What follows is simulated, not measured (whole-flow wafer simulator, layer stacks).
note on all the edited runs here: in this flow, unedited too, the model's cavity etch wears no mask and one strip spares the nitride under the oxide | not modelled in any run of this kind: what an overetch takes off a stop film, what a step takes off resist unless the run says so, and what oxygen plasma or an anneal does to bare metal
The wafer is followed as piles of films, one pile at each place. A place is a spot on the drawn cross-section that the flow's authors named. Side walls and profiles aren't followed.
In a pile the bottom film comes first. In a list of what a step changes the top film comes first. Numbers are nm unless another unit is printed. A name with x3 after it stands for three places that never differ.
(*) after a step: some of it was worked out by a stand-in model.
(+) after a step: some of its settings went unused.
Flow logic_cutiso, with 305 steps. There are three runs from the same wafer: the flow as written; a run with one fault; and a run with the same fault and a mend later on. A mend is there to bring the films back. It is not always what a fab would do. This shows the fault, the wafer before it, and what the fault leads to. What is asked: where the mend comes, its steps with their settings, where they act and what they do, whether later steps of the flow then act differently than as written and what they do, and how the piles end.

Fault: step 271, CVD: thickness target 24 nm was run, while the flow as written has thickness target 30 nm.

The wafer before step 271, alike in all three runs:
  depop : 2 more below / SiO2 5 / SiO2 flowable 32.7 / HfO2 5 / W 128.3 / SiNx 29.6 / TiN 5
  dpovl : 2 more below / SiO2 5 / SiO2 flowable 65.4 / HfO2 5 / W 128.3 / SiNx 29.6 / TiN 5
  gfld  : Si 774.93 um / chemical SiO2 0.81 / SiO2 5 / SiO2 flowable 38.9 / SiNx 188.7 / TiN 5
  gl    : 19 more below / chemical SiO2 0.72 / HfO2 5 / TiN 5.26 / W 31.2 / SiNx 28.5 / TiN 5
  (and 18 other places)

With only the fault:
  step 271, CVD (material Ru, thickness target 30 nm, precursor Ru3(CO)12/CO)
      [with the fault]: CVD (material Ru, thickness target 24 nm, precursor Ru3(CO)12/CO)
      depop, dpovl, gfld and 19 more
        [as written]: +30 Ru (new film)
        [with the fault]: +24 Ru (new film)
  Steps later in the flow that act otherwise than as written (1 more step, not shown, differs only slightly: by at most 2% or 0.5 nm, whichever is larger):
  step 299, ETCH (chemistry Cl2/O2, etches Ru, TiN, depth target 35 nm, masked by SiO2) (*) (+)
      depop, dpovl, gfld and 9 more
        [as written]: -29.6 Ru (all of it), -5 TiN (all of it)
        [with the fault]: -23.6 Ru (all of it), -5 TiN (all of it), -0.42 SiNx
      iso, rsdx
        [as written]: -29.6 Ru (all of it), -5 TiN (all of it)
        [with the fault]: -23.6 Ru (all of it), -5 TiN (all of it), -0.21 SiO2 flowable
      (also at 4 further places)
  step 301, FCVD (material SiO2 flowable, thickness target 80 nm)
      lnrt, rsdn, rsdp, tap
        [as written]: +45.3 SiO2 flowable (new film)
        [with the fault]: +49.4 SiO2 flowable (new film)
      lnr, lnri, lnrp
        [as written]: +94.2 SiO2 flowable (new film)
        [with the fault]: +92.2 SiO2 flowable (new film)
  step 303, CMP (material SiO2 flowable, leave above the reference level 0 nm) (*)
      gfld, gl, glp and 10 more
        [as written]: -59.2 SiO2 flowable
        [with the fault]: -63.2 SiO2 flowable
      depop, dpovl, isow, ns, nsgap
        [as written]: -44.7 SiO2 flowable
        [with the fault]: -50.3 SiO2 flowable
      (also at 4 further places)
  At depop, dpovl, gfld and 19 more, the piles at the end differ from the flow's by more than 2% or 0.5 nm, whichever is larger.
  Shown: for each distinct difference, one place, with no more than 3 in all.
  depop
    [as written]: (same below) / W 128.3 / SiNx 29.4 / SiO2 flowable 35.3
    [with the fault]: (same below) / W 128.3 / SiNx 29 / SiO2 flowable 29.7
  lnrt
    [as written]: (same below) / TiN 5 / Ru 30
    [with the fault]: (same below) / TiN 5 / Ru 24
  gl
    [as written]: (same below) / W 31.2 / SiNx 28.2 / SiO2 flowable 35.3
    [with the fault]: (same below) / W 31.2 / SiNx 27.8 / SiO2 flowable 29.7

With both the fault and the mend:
  The mend follows step 271.
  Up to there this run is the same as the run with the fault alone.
  step 271a, CVD (material Ru, thickness target 6 nm, precursor Ru3(CO)12/CO) (a further turn of the flow's step 271, with different settings)
      depop, dpovl, gfld and 19 more
        +6 Ru
  Later steps of the flow that are run all act as written at every place that is followed.
  The piles end the same as the flow's at every place that both follow.
